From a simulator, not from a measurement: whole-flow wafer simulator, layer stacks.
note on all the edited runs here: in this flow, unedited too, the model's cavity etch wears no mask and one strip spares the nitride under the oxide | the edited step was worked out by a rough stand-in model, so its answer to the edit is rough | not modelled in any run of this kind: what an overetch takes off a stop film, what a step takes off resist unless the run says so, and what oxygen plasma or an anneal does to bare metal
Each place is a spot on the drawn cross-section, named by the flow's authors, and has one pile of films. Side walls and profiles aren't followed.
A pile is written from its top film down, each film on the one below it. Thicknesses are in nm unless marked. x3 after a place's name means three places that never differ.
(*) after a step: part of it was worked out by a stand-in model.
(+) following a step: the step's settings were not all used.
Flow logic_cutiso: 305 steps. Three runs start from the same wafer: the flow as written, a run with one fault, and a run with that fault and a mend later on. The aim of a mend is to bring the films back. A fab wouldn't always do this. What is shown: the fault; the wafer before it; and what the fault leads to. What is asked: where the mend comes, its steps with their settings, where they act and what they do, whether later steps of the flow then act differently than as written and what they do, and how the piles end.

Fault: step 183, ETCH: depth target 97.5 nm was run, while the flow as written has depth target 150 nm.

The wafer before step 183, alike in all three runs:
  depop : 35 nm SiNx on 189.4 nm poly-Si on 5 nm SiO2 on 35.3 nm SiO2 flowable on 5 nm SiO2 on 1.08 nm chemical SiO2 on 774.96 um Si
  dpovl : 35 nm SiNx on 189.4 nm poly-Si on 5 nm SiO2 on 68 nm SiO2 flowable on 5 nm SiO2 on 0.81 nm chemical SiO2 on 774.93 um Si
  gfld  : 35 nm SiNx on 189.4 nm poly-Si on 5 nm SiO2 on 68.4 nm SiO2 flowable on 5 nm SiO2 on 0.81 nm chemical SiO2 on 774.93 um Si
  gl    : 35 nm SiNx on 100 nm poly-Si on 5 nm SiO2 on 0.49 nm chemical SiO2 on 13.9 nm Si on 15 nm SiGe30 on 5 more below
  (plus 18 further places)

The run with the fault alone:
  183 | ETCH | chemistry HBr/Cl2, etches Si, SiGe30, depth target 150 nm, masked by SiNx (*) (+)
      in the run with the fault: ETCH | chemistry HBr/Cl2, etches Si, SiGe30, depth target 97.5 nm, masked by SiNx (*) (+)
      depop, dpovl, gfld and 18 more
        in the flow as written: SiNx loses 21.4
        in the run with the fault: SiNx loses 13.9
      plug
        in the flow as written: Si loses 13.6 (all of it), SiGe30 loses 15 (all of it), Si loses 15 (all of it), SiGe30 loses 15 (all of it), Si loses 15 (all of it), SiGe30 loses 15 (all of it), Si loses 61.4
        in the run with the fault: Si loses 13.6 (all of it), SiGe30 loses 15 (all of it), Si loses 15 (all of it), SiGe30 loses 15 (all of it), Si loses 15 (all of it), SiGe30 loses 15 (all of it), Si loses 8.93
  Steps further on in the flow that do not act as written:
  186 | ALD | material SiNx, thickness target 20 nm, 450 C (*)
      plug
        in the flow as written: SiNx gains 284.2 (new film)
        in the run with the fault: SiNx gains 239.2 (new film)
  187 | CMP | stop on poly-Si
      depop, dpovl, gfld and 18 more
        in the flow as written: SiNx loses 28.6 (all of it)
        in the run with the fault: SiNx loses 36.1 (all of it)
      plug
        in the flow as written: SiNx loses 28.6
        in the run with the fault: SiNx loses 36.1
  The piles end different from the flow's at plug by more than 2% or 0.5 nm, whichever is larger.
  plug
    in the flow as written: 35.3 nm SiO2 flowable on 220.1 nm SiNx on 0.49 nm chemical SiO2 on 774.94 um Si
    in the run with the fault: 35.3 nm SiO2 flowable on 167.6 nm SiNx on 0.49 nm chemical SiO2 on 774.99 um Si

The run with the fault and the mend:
  The mend stands after step 183.
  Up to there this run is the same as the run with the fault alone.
  183a | ETCH | chemistry HBr/Cl2, etches Si, SiGe30, depth target 52.5 nm, masked by SiNx (*) (+) (a further turn of the flow's step 183, with different settings)
      depop, dpovl, gfld and 18 more
        SiNx loses 7.5
      plug
        Si loses 52.5
  None of the later steps of the flow acts differently than as written at any place that is followed.
  The piles end the same as the flow's at every place that both follow.
